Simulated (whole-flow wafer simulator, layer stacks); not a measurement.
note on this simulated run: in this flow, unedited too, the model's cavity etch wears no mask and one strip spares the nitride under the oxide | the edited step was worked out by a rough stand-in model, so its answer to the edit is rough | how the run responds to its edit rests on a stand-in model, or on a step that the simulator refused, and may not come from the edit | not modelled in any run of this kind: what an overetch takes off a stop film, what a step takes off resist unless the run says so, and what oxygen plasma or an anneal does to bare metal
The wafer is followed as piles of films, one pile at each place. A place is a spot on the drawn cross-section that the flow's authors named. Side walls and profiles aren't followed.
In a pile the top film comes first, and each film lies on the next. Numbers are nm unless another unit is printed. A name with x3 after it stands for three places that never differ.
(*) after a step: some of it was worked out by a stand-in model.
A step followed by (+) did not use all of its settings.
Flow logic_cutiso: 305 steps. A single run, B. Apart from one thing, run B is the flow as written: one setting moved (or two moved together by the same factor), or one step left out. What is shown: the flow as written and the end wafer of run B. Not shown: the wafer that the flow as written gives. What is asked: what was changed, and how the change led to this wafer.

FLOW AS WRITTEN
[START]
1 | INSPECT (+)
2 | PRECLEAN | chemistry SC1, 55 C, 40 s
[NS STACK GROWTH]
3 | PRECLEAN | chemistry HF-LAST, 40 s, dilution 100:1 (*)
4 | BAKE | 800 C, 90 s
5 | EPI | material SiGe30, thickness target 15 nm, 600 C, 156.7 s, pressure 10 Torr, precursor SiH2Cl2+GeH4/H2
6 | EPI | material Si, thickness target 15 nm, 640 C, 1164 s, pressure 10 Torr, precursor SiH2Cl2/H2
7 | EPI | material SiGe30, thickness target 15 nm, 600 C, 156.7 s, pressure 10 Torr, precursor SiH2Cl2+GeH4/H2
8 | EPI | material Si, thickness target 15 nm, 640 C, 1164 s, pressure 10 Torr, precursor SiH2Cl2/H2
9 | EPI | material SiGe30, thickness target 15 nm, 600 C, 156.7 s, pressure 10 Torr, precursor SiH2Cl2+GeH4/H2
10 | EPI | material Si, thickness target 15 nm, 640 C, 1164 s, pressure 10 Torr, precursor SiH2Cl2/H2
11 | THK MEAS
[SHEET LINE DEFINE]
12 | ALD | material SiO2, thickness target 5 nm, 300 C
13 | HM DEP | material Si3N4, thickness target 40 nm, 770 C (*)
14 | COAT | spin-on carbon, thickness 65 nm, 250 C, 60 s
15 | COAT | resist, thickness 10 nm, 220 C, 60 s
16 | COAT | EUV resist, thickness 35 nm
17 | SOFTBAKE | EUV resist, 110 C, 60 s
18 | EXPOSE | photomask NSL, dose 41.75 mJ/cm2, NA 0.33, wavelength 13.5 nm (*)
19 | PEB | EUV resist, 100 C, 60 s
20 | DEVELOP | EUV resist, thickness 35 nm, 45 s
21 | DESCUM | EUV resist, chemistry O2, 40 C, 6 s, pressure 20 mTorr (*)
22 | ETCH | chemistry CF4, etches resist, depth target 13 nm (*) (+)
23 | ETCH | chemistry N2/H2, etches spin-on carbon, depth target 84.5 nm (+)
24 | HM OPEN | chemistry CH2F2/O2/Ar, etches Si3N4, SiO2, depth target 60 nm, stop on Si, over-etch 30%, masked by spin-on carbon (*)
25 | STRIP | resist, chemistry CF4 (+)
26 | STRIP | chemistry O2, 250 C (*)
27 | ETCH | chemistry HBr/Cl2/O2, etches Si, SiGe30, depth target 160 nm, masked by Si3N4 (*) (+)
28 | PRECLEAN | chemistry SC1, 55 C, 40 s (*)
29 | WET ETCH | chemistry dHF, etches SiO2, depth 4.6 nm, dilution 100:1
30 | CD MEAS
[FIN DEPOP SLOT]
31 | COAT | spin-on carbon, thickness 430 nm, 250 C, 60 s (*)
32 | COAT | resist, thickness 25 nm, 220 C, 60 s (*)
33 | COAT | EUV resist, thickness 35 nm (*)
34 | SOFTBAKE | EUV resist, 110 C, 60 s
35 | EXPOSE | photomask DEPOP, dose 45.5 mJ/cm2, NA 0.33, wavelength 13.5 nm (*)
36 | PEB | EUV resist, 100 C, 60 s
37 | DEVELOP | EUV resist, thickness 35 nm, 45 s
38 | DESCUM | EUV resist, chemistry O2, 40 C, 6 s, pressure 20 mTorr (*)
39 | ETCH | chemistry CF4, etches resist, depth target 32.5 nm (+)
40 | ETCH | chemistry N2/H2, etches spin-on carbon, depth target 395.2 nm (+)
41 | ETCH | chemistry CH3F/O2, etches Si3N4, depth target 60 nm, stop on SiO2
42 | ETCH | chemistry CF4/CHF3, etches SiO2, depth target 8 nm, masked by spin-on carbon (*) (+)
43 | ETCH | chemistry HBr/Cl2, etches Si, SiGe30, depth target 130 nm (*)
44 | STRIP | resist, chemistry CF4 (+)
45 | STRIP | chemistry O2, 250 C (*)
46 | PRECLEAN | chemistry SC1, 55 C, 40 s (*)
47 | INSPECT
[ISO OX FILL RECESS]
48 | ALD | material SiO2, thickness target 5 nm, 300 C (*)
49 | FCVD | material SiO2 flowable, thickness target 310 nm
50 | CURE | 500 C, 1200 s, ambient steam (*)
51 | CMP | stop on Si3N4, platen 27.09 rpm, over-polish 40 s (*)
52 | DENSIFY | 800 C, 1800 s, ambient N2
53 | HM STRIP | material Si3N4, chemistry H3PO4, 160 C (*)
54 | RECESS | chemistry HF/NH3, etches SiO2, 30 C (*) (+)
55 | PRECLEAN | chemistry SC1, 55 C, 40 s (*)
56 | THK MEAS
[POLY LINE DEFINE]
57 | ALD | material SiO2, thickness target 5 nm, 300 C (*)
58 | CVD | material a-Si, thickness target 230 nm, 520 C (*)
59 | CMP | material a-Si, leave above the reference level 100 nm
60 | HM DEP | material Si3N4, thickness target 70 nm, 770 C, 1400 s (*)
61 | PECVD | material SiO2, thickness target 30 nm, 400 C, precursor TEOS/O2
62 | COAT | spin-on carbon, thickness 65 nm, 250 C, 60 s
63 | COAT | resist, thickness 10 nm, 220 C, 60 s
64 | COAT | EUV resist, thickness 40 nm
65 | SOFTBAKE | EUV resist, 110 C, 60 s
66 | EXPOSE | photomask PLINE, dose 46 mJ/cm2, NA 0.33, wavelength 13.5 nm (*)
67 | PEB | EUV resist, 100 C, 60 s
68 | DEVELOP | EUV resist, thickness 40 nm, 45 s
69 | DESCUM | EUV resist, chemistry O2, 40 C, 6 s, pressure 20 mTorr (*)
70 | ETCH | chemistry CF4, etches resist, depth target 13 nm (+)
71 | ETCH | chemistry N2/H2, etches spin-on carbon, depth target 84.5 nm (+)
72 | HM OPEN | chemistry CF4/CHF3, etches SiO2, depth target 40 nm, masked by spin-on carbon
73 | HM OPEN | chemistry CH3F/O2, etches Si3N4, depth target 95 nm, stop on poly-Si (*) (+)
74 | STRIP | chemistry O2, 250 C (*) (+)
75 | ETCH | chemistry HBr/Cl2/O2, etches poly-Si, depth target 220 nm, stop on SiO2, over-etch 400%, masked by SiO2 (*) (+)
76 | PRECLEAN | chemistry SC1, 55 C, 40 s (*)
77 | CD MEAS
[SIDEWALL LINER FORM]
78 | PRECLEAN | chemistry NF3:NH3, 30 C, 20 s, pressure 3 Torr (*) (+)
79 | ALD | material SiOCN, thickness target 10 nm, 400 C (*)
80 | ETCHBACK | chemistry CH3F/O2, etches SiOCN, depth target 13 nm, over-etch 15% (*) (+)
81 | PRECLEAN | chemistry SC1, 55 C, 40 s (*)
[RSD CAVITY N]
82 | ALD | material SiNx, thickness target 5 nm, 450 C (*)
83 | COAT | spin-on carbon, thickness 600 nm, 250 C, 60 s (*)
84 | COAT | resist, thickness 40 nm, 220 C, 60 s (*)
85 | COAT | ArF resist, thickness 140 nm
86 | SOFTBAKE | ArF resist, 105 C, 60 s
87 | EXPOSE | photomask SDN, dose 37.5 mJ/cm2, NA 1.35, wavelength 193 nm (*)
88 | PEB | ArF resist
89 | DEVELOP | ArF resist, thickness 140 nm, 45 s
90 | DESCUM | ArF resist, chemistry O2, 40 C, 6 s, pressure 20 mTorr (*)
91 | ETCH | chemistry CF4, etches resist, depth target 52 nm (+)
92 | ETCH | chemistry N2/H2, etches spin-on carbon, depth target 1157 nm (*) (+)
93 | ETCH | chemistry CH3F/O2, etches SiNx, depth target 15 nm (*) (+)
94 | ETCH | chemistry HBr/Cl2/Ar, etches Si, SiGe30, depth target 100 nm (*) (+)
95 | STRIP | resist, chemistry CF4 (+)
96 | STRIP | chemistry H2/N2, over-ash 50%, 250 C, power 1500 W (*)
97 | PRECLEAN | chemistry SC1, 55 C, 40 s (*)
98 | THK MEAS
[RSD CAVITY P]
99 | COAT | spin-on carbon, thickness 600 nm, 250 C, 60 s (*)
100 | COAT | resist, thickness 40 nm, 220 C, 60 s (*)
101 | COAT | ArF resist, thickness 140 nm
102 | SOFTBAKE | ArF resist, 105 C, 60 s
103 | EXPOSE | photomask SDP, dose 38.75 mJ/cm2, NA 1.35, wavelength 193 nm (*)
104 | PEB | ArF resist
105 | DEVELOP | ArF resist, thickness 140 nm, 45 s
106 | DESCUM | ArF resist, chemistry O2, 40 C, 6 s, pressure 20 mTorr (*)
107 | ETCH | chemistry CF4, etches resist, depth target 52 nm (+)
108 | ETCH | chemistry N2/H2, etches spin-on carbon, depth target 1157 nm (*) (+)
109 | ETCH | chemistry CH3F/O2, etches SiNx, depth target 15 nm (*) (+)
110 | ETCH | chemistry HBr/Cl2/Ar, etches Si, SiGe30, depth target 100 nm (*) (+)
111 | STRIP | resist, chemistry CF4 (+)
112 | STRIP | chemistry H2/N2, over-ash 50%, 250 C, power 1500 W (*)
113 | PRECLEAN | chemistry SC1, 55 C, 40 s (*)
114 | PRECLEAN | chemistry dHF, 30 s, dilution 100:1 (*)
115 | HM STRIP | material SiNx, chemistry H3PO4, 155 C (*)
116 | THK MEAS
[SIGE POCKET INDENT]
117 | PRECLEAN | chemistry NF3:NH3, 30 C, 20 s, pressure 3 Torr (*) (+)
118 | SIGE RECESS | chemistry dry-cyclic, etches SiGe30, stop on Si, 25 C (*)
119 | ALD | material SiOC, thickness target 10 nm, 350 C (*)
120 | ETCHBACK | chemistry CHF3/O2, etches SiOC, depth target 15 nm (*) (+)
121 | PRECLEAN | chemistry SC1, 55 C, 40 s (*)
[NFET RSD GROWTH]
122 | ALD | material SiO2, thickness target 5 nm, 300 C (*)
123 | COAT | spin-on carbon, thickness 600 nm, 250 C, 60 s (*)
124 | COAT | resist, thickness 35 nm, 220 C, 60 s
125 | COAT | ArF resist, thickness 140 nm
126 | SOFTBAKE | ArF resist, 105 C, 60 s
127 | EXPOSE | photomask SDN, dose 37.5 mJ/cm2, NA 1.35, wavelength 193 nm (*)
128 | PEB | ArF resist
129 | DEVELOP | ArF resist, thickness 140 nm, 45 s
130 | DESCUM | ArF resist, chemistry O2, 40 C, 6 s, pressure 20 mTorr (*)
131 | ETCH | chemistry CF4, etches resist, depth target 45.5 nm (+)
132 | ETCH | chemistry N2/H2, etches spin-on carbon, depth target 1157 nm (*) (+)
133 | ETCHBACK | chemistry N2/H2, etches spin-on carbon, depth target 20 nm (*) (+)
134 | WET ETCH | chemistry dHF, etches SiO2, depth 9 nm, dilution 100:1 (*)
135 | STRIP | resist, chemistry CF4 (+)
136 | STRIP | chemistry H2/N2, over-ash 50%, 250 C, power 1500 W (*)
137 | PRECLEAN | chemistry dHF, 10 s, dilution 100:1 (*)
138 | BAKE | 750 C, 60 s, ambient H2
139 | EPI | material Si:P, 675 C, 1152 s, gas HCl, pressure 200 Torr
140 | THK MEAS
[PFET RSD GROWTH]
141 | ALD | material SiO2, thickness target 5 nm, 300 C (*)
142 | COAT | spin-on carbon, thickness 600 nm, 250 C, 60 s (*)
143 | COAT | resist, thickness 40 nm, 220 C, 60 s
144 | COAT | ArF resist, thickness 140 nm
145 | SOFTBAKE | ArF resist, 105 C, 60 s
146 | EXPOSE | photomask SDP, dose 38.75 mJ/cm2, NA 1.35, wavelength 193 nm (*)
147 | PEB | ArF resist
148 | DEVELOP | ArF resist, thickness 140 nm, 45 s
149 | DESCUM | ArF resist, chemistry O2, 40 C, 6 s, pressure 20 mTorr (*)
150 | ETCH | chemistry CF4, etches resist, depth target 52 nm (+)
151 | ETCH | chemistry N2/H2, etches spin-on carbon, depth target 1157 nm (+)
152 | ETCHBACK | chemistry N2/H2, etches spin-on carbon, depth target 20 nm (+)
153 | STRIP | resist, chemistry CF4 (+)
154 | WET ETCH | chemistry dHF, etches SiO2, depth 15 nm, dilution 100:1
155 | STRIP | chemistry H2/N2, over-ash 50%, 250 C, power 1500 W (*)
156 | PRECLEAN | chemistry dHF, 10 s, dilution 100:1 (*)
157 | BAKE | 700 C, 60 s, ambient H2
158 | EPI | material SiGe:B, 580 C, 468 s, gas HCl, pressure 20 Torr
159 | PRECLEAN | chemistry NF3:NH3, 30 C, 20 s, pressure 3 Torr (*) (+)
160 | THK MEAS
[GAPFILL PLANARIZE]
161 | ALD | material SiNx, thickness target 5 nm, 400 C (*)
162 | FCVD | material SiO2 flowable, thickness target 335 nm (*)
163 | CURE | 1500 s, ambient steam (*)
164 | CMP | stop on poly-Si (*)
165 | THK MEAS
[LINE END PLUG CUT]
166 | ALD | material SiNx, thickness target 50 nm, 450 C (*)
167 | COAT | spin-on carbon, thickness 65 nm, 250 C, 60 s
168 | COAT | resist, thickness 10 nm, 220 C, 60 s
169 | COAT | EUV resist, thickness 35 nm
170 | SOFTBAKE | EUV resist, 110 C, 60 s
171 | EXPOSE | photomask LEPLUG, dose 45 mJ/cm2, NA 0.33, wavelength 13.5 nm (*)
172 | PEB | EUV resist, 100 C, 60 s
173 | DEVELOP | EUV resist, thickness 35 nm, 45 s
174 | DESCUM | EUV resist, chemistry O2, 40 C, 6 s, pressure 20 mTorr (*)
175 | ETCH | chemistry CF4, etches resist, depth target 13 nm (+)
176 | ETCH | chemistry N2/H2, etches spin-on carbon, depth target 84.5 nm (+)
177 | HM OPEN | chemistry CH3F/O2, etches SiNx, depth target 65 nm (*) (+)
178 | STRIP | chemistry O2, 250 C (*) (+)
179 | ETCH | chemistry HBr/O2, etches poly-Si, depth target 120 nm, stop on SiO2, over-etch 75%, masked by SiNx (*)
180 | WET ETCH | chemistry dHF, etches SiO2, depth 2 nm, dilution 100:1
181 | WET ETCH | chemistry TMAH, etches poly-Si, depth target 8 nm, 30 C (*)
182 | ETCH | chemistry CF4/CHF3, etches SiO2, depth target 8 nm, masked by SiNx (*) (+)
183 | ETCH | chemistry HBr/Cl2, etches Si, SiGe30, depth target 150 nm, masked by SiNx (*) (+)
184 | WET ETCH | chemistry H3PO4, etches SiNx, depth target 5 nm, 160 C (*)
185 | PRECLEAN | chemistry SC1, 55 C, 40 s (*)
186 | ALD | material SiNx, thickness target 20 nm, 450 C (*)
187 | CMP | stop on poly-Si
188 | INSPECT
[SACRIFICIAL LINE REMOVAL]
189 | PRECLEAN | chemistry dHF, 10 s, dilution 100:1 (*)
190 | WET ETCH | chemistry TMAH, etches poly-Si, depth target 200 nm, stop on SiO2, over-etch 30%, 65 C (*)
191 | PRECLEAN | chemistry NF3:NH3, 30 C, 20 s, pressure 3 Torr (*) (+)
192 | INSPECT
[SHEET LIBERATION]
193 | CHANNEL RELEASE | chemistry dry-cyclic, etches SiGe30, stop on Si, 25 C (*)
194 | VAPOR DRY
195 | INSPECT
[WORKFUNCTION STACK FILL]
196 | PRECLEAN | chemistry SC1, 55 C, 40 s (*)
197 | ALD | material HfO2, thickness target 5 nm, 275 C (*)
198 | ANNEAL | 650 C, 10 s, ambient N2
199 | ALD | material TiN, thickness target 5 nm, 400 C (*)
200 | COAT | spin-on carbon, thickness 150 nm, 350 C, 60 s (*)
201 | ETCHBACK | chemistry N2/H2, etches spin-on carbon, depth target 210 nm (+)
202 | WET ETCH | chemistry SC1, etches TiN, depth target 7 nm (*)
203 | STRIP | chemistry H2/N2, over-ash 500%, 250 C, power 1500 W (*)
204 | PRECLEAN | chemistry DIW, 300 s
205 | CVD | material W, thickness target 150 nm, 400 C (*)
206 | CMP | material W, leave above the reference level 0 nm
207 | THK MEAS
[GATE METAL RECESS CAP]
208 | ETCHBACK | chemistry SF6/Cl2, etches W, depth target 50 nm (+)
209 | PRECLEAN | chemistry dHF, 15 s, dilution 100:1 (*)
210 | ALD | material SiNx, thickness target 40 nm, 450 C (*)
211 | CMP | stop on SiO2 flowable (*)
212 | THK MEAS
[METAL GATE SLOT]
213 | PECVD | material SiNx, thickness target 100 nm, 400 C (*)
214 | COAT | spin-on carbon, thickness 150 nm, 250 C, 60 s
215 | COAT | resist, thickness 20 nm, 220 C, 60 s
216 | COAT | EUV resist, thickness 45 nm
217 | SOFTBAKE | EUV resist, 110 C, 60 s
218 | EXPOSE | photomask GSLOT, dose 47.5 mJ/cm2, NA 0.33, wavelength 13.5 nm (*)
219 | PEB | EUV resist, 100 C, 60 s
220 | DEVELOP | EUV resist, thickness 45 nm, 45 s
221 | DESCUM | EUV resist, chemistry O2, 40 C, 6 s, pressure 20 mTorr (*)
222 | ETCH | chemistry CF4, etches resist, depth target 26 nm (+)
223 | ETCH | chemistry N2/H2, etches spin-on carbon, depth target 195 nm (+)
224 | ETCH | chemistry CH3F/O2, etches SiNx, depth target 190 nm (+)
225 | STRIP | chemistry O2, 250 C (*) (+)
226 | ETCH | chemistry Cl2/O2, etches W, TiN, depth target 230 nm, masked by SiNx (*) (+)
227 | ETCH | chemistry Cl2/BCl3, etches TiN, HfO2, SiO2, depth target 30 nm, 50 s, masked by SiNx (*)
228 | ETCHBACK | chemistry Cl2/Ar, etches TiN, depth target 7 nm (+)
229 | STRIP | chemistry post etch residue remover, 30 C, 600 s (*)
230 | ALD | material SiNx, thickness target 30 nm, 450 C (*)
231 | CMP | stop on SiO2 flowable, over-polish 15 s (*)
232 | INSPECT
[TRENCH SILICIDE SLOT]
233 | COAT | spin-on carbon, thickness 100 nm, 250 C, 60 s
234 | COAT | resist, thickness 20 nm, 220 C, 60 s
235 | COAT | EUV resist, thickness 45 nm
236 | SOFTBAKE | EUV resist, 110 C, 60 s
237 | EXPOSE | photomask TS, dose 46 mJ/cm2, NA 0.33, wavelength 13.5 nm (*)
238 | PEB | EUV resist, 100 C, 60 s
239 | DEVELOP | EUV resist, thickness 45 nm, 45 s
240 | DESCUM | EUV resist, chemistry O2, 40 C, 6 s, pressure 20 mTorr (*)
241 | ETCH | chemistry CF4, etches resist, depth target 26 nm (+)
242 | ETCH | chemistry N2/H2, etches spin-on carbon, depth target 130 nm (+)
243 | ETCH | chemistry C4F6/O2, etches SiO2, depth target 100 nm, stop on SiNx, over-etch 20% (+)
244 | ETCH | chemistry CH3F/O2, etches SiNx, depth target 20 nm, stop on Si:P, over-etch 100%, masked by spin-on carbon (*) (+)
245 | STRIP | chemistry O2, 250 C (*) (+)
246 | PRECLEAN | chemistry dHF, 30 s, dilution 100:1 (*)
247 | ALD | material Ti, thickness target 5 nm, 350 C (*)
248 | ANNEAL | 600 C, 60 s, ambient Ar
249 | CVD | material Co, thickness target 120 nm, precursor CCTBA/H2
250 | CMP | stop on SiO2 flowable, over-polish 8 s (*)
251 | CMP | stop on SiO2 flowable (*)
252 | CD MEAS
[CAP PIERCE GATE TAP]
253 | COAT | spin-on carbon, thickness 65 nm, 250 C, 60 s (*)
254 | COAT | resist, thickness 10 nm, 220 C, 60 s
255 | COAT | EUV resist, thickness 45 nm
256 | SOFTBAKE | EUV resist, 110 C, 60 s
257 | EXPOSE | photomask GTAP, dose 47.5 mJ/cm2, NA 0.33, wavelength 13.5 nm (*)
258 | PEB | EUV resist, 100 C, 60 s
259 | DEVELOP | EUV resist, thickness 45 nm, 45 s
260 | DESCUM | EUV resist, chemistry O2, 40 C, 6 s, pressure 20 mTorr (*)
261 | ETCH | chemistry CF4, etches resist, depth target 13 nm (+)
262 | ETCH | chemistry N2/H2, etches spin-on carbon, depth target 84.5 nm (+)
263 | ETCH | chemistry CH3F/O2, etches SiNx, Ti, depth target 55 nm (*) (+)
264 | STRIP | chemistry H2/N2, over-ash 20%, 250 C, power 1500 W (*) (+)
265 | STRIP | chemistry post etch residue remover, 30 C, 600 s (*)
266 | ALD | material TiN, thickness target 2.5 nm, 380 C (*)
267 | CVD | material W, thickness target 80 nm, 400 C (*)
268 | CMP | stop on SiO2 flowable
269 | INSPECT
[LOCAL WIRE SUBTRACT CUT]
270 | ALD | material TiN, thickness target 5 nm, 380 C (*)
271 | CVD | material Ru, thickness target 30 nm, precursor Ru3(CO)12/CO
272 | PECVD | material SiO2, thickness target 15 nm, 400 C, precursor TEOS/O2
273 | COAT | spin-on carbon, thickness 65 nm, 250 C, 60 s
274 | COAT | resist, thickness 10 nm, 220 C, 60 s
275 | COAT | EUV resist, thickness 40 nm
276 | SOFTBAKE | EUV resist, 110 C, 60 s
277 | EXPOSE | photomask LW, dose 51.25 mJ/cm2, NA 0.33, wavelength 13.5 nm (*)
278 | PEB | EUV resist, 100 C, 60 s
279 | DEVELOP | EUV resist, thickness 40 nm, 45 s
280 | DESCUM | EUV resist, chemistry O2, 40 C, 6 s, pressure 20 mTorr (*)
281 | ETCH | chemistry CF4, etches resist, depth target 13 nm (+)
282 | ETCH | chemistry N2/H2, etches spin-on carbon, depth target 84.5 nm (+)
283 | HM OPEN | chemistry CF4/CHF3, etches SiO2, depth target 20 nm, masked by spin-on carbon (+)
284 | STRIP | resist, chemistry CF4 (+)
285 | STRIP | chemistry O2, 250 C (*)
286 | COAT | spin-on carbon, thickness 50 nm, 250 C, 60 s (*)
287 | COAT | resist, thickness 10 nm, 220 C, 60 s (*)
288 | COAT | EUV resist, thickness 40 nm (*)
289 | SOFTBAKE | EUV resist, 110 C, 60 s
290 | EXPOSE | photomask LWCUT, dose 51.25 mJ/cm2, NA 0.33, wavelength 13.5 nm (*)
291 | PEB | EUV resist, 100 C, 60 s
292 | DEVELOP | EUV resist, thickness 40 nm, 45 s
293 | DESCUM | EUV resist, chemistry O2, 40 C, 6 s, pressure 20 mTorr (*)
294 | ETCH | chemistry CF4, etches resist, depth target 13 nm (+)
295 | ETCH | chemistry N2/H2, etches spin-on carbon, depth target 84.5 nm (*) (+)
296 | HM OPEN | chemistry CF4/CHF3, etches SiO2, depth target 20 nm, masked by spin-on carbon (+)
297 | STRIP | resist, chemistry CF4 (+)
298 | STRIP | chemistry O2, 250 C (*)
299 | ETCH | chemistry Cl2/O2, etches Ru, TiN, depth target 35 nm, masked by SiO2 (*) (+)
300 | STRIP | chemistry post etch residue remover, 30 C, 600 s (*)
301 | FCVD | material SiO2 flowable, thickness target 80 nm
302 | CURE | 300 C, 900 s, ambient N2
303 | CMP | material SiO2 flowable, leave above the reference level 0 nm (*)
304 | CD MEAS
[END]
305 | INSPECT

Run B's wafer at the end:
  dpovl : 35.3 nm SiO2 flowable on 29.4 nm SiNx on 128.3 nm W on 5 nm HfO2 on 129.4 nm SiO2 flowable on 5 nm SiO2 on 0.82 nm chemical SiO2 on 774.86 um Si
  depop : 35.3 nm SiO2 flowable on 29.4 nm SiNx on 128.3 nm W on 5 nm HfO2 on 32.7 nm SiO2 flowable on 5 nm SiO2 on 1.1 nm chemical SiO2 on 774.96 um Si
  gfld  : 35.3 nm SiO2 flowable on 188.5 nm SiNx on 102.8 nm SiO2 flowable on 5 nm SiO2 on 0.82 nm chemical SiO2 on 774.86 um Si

The reason: step 27, ETCH: depth target 224 nm was run, though the flow has depth target 160 nm.

The path from the change to this, step by step:
  27 | ETCH | chemistry HBr/Cl2/O2, etches Si, SiGe30, depth target 160 nm, masked by Si3N4 (*) (+)
      depop, gl, glp and 12 more: Si3N4 loses 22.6 (as written it would have been: Si3N4 loses 16.8)
      gfld, gxf, iso, lnri: chemical SiO2 loses 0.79 (all of it), Si loses 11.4 (all of it), SiGe30 loses 15 (all of it), Si loses 15 (all of it), SiGe30 loses 15 (all of it), Si loses 15 (all of it), SiGe30 loses 15 (all of it), Si loses 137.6 (as written it would have been: chemical SiO2 loses 0.79 (all of it), Si loses 11.4 (all of it), SiGe30 loses 15 (all of it), Si loses 15 (all of it), SiGe30 loses 15 (all of it), Si loses 15 (all of it), SiGe30 loses 15 (all of it), Si loses 73.6)
      (and at 3 other places as well)
  31 | COAT | spin-on carbon, thickness 430 nm, 250 C, 60 s (*)
      depop, ns: spin-on carbon gains 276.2 (new film) (as written it would have been: spin-on carbon gains 312 (new film))
      dpovl, nsgap: spin-on carbon gains 526.1 (new film) (as written it would have been: spin-on carbon gains 503.7 (new film))
      (and at 18 other places as well)
  40 | ETCH | chemistry N2/H2, etches spin-on carbon, depth target 395.2 nm (+)
      depop: spin-on carbon loses 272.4 (all of it), Si3N4 loses 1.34 (as written it would have been: spin-on carbon loses 308.2 (all of it), Si3N4 loses 0.95)
  41 | ETCH | chemistry CH3F/O2, etches Si3N4, depth target 60 nm, stop on SiO2
      gfld, gl, glp and 17 more: resist loses 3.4 (as written it would have been: resist loses 4.65)
      depop: Si3N4 loses 16 (all of it), SiO2 loses 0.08 (as written it would have been: Si3N4 loses 22.2 (all of it), SiO2 loses 0.08)
      (and at 1 other place as well)
  42 | ETCH | chemistry CF4/CHF3, etches SiO2, depth target 8 nm, masked by spin-on carbon (*) (+)
      gl: resist loses 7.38 (as written it would have been: resist loses 6.54 (all of it), spin-on carbon loses 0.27)
      gxf: resist loses 7.38 (as written it would have been: resist loses 7.42 (all of it))
      (and at 16 other places as well)
  43 | ETCH | chemistry HBr/Cl2, etches Si, SiGe30, depth target 130 nm (*)
      gxf: resist loses 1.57 (all of it), spin-on carbon loses 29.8 (as written it would have been: spin-on carbon loses 32)
      gxn: resist loses 1.42 (all of it), spin-on carbon loses 30 (as written it would have been: spin-on carbon loses 32)
      (and at 6 other places as well)
  45 | STRIP | chemistry O2, 250 C (*)
      gfld, lnri: chemical SiO2 gains 0.83 (new film), spin-on carbon loses 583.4 (all of it), Si loses 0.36 (as written it would have been: chemical SiO2 gains 0.82 (new film), spin-on carbon loses 538.7 (all of it), Si loses 0.36)
      glp, tap: spin-on carbon loses 332.9 (all of it) (as written it would have been: spin-on carbon loses 347.6 (all of it))
      (and at 17 other places as well)
  49 | FCVD | material SiO2 flowable, thickness target 310 nm
      gl, glp, gxn and 10 more: SiO2 flowable gains 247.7 (new film) (as written it would have been: SiO2 flowable gains 262.2 (new film))
      gfld, gxf, iso, lnri: SiO2 flowable gains 497.5 (new film) (as written it would have been: SiO2 flowable gains 453.9 (new film))
      (and at 5 other places as well)
  51 | CMP | stop on Si3N4, platen 27.09 rpm, over-polish 40 s (*)
      glp, lnrp: SiO2 flowable loses 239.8 (all of it), SiO2 loses 5 (all of it), Si3N4 loses 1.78 (as written it would have been: SiO2 flowable loses 253.9 (all of it), SiO2 loses 5 (all of it), Si3N4 loses 1.78)
      gxn, gxp: SiO2 flowable loses 238.8 (all of it), SiO2 loses 5 (all of it), Si3N4 loses 1.78 (as written it would have been: SiO2 flowable loses 253 (all of it), SiO2 loses 5 (all of it), Si3N4 loses 1.78)
      (and at 18 other places as well)
  52 | DENSIFY | 800 C, 1800 s, ambient N2
      gfld, gxf, iso, lnri: SiO2 flowable loses 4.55 (as written it would have been: SiO2 flowable loses 3.15)
      dpovl: SiO2 flowable loses 3.47 (as written it would have been: SiO2 flowable loses 2.82)
      (and at 2 other places as well)
  53 | HM STRIP | material Si3N4, chemistry H3PO4, 160 C (*)
      gl, glp, gxn and 11 more: Si3N4 loses 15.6 (all of it), SiO2 loses 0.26 (as written it would have been: Si3N4 loses 21.4 (all of it), SiO2 loses 0.36)
  54 | RECESS | chemistry HF/NH3, etches SiO2, 30 C (*) (+)
      gfld, gxf, iso, lnri: SiO2 flowable loses 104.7 (as written it would have been: SiO2 flowable loses 111.4)
      depop: SiO2 flowable loses 106.7 (as written it would have been: SiO2 flowable loses 111.9)
      (and at 3 other places as well)
